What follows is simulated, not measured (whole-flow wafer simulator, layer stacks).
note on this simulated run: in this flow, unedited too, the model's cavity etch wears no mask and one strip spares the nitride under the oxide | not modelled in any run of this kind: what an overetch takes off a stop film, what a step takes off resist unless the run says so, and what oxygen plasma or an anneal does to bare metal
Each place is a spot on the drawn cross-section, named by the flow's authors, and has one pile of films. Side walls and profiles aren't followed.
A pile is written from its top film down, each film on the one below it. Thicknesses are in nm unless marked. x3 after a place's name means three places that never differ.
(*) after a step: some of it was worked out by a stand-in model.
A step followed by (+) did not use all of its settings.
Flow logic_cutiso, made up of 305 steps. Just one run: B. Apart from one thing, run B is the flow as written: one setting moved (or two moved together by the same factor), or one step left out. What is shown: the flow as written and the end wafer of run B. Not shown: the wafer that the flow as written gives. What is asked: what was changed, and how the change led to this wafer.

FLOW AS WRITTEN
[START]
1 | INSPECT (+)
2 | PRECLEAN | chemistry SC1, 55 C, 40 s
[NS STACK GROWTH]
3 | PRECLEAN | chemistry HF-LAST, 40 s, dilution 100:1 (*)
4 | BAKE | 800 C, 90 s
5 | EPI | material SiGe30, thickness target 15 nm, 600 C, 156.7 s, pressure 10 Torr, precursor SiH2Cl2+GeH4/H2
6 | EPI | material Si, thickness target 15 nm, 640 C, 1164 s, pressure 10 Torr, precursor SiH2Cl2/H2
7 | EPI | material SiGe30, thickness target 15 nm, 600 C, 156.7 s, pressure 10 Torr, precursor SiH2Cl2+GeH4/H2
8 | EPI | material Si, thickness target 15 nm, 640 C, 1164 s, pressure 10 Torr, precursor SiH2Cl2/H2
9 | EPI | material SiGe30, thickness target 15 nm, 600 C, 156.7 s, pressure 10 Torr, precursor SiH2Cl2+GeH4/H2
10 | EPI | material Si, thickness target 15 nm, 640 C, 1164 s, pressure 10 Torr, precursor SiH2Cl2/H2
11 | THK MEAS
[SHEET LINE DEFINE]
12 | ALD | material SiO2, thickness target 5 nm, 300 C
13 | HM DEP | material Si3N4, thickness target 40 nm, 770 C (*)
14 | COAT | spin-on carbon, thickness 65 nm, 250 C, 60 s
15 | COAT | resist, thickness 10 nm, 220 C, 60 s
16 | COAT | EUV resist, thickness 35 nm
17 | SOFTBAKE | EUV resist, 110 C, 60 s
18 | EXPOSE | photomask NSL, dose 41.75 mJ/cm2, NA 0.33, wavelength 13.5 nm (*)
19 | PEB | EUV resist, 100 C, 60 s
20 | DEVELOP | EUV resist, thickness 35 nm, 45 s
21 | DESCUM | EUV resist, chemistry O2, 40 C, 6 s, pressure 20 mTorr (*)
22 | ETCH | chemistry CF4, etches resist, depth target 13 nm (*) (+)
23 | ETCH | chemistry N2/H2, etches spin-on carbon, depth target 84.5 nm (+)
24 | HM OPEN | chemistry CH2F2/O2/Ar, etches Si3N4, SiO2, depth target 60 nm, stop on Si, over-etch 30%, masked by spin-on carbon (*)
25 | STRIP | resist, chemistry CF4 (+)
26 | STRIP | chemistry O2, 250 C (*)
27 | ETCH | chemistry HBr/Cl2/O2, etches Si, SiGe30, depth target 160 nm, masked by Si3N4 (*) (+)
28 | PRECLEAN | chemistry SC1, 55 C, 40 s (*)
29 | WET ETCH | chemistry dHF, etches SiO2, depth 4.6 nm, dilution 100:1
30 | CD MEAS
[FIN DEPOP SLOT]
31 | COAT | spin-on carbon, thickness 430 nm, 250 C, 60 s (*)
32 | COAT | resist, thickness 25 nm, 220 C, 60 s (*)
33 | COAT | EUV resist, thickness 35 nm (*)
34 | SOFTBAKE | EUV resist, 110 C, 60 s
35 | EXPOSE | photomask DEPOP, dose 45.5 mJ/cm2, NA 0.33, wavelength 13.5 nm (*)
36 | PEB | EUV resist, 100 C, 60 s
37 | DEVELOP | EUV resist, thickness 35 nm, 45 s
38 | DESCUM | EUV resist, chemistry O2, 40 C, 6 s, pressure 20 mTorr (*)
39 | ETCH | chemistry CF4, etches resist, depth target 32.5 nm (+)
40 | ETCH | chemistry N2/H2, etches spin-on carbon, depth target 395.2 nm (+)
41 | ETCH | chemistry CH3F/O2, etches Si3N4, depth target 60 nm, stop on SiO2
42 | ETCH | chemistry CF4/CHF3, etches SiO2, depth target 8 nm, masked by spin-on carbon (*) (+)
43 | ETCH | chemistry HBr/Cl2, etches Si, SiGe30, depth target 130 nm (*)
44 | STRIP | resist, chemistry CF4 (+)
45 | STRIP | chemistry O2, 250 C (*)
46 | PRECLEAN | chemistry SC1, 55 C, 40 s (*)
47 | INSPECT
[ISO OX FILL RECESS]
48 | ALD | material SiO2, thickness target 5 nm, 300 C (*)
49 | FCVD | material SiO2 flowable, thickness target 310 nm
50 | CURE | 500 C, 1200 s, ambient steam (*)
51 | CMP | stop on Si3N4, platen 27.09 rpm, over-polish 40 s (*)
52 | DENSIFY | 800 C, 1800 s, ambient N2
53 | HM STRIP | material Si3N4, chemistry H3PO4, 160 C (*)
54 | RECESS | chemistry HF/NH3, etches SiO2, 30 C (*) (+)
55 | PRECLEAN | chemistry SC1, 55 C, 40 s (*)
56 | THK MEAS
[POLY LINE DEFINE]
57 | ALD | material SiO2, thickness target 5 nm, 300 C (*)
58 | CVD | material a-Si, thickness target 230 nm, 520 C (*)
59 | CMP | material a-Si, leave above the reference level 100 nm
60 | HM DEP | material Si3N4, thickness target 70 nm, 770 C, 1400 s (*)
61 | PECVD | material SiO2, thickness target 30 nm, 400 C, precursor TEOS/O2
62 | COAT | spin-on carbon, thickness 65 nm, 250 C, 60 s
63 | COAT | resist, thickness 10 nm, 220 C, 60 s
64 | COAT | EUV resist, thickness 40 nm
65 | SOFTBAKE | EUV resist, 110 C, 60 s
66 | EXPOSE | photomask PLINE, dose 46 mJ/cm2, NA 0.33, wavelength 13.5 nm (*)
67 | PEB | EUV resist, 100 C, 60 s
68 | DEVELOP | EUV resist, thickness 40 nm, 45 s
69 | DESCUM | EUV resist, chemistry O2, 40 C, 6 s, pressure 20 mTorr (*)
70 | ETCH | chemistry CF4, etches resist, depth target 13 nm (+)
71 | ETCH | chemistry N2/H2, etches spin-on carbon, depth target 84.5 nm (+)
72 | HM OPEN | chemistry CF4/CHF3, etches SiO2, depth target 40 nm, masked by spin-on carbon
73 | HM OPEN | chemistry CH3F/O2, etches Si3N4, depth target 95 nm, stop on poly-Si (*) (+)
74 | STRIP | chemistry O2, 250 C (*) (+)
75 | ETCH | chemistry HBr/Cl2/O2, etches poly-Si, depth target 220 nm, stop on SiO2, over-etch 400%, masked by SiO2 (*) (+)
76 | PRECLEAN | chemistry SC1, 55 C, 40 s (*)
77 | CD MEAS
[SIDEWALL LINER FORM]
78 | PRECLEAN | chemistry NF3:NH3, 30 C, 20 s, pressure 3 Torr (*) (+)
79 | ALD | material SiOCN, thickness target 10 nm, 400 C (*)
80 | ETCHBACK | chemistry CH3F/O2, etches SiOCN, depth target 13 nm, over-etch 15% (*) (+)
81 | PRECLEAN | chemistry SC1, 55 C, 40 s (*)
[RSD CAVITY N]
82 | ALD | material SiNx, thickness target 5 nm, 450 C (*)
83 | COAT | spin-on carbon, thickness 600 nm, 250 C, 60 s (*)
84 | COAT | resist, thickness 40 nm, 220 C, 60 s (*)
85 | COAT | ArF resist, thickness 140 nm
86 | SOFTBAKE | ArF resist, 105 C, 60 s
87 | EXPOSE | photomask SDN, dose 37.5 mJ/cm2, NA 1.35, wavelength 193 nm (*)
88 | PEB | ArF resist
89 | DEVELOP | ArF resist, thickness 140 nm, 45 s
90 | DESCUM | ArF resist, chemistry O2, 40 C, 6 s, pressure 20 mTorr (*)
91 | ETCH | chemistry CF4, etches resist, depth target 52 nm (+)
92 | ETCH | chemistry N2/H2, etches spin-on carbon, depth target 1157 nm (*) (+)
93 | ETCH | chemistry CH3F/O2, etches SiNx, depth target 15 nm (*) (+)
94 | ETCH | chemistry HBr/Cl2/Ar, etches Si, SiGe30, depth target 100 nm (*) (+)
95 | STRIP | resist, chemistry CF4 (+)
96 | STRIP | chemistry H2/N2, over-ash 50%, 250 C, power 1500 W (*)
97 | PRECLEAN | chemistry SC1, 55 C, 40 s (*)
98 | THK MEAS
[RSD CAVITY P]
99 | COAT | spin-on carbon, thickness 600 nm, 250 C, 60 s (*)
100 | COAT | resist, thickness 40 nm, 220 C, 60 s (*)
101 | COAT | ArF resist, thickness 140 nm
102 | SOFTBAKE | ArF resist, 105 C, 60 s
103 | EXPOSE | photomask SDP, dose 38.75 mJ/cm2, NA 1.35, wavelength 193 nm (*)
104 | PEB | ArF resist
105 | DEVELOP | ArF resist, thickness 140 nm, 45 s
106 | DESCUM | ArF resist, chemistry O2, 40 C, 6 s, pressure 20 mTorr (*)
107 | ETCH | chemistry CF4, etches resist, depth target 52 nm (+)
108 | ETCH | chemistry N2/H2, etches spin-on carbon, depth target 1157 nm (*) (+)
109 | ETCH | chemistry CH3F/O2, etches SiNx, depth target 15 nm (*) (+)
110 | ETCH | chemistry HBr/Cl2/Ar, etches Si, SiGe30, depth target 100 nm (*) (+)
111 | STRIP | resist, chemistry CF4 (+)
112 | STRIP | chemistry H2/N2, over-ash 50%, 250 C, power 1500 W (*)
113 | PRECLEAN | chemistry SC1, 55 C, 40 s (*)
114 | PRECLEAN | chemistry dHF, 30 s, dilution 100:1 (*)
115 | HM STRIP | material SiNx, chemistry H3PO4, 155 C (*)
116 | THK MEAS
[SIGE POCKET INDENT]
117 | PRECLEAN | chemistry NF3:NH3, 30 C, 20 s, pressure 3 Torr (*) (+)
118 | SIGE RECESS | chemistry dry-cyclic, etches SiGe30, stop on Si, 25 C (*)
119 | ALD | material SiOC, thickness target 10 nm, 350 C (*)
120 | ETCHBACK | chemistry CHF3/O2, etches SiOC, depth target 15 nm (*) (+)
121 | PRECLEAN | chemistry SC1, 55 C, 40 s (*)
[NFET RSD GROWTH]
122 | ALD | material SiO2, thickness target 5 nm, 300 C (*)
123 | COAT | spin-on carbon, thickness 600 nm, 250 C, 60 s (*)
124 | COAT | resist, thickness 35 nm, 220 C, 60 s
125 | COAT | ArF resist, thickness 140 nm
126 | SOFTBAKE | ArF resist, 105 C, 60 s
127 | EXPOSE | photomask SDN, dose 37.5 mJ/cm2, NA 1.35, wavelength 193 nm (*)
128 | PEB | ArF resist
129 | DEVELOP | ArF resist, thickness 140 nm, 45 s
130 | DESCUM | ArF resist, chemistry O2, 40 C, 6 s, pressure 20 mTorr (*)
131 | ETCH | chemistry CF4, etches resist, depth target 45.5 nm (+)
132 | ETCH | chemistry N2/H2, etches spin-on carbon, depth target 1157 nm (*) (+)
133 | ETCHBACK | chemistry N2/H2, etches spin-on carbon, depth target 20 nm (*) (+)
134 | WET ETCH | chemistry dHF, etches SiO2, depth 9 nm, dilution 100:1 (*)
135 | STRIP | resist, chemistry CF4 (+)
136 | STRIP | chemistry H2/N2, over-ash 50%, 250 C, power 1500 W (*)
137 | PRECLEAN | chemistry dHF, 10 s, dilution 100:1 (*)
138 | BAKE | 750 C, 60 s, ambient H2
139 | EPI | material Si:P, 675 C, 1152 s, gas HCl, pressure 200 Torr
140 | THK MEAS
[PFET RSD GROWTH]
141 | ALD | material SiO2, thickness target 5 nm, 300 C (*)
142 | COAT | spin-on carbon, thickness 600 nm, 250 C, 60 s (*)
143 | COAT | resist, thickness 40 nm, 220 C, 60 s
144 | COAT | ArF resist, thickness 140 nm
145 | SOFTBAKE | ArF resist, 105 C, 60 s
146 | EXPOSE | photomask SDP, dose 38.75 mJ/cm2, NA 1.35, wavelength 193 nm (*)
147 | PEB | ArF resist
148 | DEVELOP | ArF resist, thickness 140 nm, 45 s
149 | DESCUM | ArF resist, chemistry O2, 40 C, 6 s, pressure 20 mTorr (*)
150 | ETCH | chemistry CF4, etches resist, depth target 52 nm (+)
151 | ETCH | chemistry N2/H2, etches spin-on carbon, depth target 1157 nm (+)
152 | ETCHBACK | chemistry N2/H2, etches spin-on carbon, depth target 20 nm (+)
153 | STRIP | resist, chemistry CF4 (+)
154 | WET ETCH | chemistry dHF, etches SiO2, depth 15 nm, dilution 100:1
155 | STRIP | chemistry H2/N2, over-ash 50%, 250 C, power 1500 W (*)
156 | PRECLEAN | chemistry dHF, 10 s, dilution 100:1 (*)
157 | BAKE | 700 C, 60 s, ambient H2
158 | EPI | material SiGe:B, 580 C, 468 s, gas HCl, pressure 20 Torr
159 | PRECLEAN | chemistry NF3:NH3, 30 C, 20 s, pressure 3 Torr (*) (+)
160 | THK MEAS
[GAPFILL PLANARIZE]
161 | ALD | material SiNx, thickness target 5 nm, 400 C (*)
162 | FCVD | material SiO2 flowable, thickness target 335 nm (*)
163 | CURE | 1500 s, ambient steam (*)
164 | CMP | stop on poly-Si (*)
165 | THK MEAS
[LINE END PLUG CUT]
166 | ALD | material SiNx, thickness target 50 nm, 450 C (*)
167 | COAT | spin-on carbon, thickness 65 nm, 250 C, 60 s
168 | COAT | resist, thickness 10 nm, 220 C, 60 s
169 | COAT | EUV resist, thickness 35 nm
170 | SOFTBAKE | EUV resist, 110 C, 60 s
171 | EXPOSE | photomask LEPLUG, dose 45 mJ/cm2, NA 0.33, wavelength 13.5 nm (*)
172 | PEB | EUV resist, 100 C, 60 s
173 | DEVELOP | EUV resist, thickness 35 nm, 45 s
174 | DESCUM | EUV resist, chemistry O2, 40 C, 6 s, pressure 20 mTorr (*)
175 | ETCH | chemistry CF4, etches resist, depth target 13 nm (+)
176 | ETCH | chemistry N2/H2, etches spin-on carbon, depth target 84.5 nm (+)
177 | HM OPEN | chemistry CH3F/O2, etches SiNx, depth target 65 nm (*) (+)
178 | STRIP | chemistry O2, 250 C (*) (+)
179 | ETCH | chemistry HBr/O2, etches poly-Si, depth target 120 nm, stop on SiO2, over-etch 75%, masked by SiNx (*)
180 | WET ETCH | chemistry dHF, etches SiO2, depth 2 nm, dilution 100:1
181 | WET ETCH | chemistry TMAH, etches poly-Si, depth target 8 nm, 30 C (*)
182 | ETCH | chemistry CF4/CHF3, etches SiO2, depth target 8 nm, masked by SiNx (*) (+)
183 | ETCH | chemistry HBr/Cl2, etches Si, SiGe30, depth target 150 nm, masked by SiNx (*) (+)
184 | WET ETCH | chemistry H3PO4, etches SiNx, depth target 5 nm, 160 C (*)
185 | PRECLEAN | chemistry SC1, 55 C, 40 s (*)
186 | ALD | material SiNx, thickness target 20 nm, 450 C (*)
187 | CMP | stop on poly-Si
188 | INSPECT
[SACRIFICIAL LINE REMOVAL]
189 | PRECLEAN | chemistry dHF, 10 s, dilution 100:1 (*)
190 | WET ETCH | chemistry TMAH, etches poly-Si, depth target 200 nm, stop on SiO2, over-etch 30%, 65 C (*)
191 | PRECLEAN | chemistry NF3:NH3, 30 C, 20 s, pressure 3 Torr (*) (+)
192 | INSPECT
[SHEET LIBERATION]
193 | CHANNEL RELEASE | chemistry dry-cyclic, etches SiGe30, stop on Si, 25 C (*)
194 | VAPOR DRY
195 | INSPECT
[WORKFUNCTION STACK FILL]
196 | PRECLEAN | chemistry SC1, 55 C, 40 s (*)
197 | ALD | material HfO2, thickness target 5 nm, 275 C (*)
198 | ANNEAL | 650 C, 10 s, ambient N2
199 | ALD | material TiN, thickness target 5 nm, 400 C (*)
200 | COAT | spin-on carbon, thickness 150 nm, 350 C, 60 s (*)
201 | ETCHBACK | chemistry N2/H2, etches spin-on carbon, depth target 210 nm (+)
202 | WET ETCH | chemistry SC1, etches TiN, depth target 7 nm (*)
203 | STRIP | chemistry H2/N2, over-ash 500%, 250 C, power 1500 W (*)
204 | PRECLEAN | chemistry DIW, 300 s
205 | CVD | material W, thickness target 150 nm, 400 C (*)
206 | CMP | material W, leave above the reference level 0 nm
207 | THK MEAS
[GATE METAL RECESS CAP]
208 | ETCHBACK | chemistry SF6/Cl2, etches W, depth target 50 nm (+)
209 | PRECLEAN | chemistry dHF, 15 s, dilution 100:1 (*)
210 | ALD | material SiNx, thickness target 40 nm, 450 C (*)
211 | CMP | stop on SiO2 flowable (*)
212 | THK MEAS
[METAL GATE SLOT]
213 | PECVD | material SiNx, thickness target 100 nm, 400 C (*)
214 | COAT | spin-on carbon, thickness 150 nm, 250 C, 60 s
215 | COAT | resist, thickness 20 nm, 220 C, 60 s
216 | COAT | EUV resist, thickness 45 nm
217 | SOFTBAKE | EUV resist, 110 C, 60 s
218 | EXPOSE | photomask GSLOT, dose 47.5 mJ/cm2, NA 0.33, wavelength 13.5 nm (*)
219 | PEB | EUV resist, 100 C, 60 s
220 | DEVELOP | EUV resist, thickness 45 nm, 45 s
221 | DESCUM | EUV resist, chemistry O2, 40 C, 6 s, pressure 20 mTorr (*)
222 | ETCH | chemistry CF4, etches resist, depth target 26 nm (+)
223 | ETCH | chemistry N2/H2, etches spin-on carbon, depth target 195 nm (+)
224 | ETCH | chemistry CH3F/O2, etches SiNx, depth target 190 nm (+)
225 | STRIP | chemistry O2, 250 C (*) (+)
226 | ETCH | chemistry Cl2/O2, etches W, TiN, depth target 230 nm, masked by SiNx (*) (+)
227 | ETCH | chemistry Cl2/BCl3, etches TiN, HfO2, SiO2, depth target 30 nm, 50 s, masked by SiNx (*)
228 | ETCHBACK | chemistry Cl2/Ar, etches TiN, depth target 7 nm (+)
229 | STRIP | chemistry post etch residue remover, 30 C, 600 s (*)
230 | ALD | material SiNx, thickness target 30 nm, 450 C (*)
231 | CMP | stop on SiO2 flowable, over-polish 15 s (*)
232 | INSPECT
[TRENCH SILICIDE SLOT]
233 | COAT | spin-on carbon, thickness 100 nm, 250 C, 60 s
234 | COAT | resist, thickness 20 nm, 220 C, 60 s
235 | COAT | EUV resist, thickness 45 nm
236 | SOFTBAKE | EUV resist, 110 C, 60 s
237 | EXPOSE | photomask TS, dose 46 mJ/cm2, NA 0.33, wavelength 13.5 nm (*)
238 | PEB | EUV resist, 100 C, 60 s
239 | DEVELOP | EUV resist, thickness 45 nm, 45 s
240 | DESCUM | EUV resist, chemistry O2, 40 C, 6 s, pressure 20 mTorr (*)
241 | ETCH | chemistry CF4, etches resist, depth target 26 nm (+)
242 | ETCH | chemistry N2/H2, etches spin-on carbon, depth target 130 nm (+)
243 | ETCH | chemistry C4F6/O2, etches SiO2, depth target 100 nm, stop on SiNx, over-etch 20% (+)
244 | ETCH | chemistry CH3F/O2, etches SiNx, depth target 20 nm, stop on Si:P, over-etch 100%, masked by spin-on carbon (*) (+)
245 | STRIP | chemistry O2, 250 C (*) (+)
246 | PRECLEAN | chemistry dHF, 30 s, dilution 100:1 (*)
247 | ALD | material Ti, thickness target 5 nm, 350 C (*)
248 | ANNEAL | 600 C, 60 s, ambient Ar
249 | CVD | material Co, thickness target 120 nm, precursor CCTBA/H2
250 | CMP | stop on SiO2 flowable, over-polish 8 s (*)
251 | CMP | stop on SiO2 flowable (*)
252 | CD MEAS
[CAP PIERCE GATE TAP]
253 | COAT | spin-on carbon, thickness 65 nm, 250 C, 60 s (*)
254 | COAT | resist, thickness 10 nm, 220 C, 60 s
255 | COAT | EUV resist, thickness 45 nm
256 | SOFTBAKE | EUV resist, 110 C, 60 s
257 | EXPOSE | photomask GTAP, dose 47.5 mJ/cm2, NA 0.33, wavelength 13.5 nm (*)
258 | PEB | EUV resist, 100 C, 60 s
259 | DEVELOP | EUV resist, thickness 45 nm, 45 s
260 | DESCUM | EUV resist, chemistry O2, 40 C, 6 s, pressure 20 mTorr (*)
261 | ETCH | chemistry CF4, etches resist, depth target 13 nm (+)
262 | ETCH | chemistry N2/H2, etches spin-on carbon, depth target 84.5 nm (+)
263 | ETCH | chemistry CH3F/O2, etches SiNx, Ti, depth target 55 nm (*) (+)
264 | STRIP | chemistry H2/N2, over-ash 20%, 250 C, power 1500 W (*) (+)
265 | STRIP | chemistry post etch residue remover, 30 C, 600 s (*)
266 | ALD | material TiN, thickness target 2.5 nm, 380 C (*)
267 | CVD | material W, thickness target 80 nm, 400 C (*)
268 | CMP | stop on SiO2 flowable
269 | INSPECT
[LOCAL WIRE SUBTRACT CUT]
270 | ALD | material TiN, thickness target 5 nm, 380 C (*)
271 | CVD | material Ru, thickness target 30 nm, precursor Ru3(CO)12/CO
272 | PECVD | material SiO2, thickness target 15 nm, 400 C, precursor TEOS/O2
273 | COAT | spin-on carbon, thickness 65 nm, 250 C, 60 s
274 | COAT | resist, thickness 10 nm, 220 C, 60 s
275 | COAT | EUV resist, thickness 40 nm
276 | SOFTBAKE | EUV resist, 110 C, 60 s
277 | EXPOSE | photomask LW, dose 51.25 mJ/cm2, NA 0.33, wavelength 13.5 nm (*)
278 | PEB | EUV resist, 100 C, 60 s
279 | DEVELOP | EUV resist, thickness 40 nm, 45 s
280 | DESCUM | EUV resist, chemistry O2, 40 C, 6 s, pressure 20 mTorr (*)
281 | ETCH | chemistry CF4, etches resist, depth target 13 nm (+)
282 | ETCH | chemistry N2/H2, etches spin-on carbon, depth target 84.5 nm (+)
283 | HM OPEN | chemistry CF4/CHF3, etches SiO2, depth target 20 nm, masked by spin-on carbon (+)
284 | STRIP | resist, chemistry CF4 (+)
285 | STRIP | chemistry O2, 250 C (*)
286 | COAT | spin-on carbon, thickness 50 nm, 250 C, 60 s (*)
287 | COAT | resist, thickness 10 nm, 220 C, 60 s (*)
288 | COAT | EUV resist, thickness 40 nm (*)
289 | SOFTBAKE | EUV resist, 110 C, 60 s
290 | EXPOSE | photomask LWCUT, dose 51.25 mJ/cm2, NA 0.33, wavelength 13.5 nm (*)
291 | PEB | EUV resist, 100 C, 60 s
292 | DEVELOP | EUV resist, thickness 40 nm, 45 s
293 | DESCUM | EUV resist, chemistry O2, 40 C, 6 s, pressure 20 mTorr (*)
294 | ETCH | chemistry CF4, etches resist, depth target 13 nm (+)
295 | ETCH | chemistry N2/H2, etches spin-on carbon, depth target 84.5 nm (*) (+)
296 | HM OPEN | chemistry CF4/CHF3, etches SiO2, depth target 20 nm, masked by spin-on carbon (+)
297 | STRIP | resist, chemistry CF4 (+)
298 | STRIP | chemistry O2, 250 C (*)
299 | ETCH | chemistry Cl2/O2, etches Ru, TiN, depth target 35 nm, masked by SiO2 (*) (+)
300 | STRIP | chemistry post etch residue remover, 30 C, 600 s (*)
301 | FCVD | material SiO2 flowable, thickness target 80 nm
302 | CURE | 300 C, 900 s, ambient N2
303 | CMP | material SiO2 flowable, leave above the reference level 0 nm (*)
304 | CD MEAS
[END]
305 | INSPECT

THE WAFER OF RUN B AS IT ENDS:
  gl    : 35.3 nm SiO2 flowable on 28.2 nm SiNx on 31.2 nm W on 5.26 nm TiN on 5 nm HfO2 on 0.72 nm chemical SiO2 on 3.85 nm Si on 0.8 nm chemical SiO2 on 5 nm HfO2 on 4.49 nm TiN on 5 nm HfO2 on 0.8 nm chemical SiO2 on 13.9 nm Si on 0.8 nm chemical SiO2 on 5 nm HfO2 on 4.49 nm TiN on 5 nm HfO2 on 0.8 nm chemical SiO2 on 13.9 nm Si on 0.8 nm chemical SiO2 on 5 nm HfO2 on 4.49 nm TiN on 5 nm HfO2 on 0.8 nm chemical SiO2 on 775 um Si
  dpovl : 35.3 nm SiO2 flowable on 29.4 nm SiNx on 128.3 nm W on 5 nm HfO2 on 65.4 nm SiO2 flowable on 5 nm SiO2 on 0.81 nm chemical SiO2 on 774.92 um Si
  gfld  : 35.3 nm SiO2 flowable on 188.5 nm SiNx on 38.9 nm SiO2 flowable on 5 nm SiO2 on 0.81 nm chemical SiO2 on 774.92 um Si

Cause: step 10, EPI: 465.8 s was run, though the flow has 1164 s.

How this came from the change, step by step:
  10 | EPI | material Si, thickness target 15 nm, 640 C, 1164 s, pressure 10 Torr, precursor SiH2Cl2/H2
      depop, dpovl, gfld and 19 more: +6 Si (new film) (in the flow as written it would be: +15 Si (new film))
  27 | ETCH | chemistry HBr/Cl2/O2, etches Si, SiGe30, depth target 160 nm, masked by Si3N4 (*) (+)
      gfld, gxf, iso, lnri: -0.79 chemical SiO2 (all of it), -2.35 Si (all of it), -15 SiGe30 (all of it), -15 Si (all of it), -15 SiGe30 (all of it), -15 Si (all of it), -15 SiGe30 (all of it), -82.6 Si (in the flow as written it would be: -0.79 chemical SiO2 (all of it), -11.4 Si (all of it), -15 SiGe30 (all of it), -15 Si (all of it), -15 SiGe30 (all of it), -15 Si (all of it), -15 SiGe30 (all of it), -73.6 Si)
      dpovl, nsgap: -0.79 chemical SiO2 (all of it), -2.75 Si (all of it), -15 SiGe30 (all of it), -15 Si (all of it), -15 SiGe30 (all of it), -15 Si (all of it), -15 SiGe30 (all of it), -82.2 Si (in the flow as written it would be: -0.79 chemical SiO2 (all of it), -11.8 Si (all of it), -15 SiGe30 (all of it), -15 Si (all of it), -15 SiGe30 (all of it), -15 Si (all of it), -15 SiGe30 (all of it), -73.2 Si)
      (also at 1 further place)
  43 | ETCH | chemistry HBr/Cl2, etches Si, SiGe30, depth target 130 nm (*)
      depop: -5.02 Si (all of it), -15 SiGe30 (all of it), -15 Si (all of it), -15 SiGe30 (all of it), -15 Si (all of it), -15 SiGe30 (all of it), -50 Si (in the flow as written it would be: -14 Si (all of it), -15 SiGe30 (all of it), -15 Si (all of it), -15 SiGe30 (all of it), -15 Si (all of it), -15 SiGe30 (all of it), -41 Si)
  94 | ETCH | chemistry HBr/Cl2/Ar, etches Si, SiGe30, depth target 100 nm (*) (+)
      rsdn, rsdx: -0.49 chemical SiO2 (all of it), -3.82 Si (all of it), -15 SiGe30 (all of it), -15 Si (all of it), -15 SiGe30 (all of it), -15 Si (all of it), -15 SiGe30 (all of it), -21.2 Si (in the flow as written it would be: -0.49 chemical SiO2 (all of it), -12.8 Si (all of it), -15 SiGe30 (all of it), -15 Si (all of it), -15 SiGe30 (all of it), -15 Si (all of it), -15 SiGe30 (all of it), -12.2 Si)
  110 | ETCH | chemistry HBr/Cl2/Ar, etches Si, SiGe30, depth target 100 nm (*) (+)
      rsdp, rsdw: -0.49 chemical SiO2 (all of it), -3.82 Si (all of it), -15 SiGe30 (all of it), -15 Si (all of it), -15 SiGe30 (all of it), -15 Si (all of it), -15 SiGe30 (all of it), -21.2 Si (in the flow as written it would be: -0.49 chemical SiO2 (all of it), -12.8 Si (all of it), -15 SiGe30 (all of it), -15 Si (all of it), -15 SiGe30 (all of it), -15 Si (all of it), -15 SiGe30 (all of it), -12.2 Si)
  183 | ETCH | chemistry HBr/Cl2, etches Si, SiGe30, depth target 150 nm, masked by SiNx (*) (+)
      plug: -4.55 Si (all of it), -15 SiGe30 (all of it), -15 Si (all of it), -15 SiGe30 (all of it), -15 Si (all of it), -15 SiGe30 (all of it), -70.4 Si (in the flow as written it would be: -13.6 Si (all of it), -15 SiGe30 (all of it), -15 Si (all of it), -15 SiGe30 (all of it), -15 Si (all of it), -15 SiGe30 (all of it), -61.4 Si)
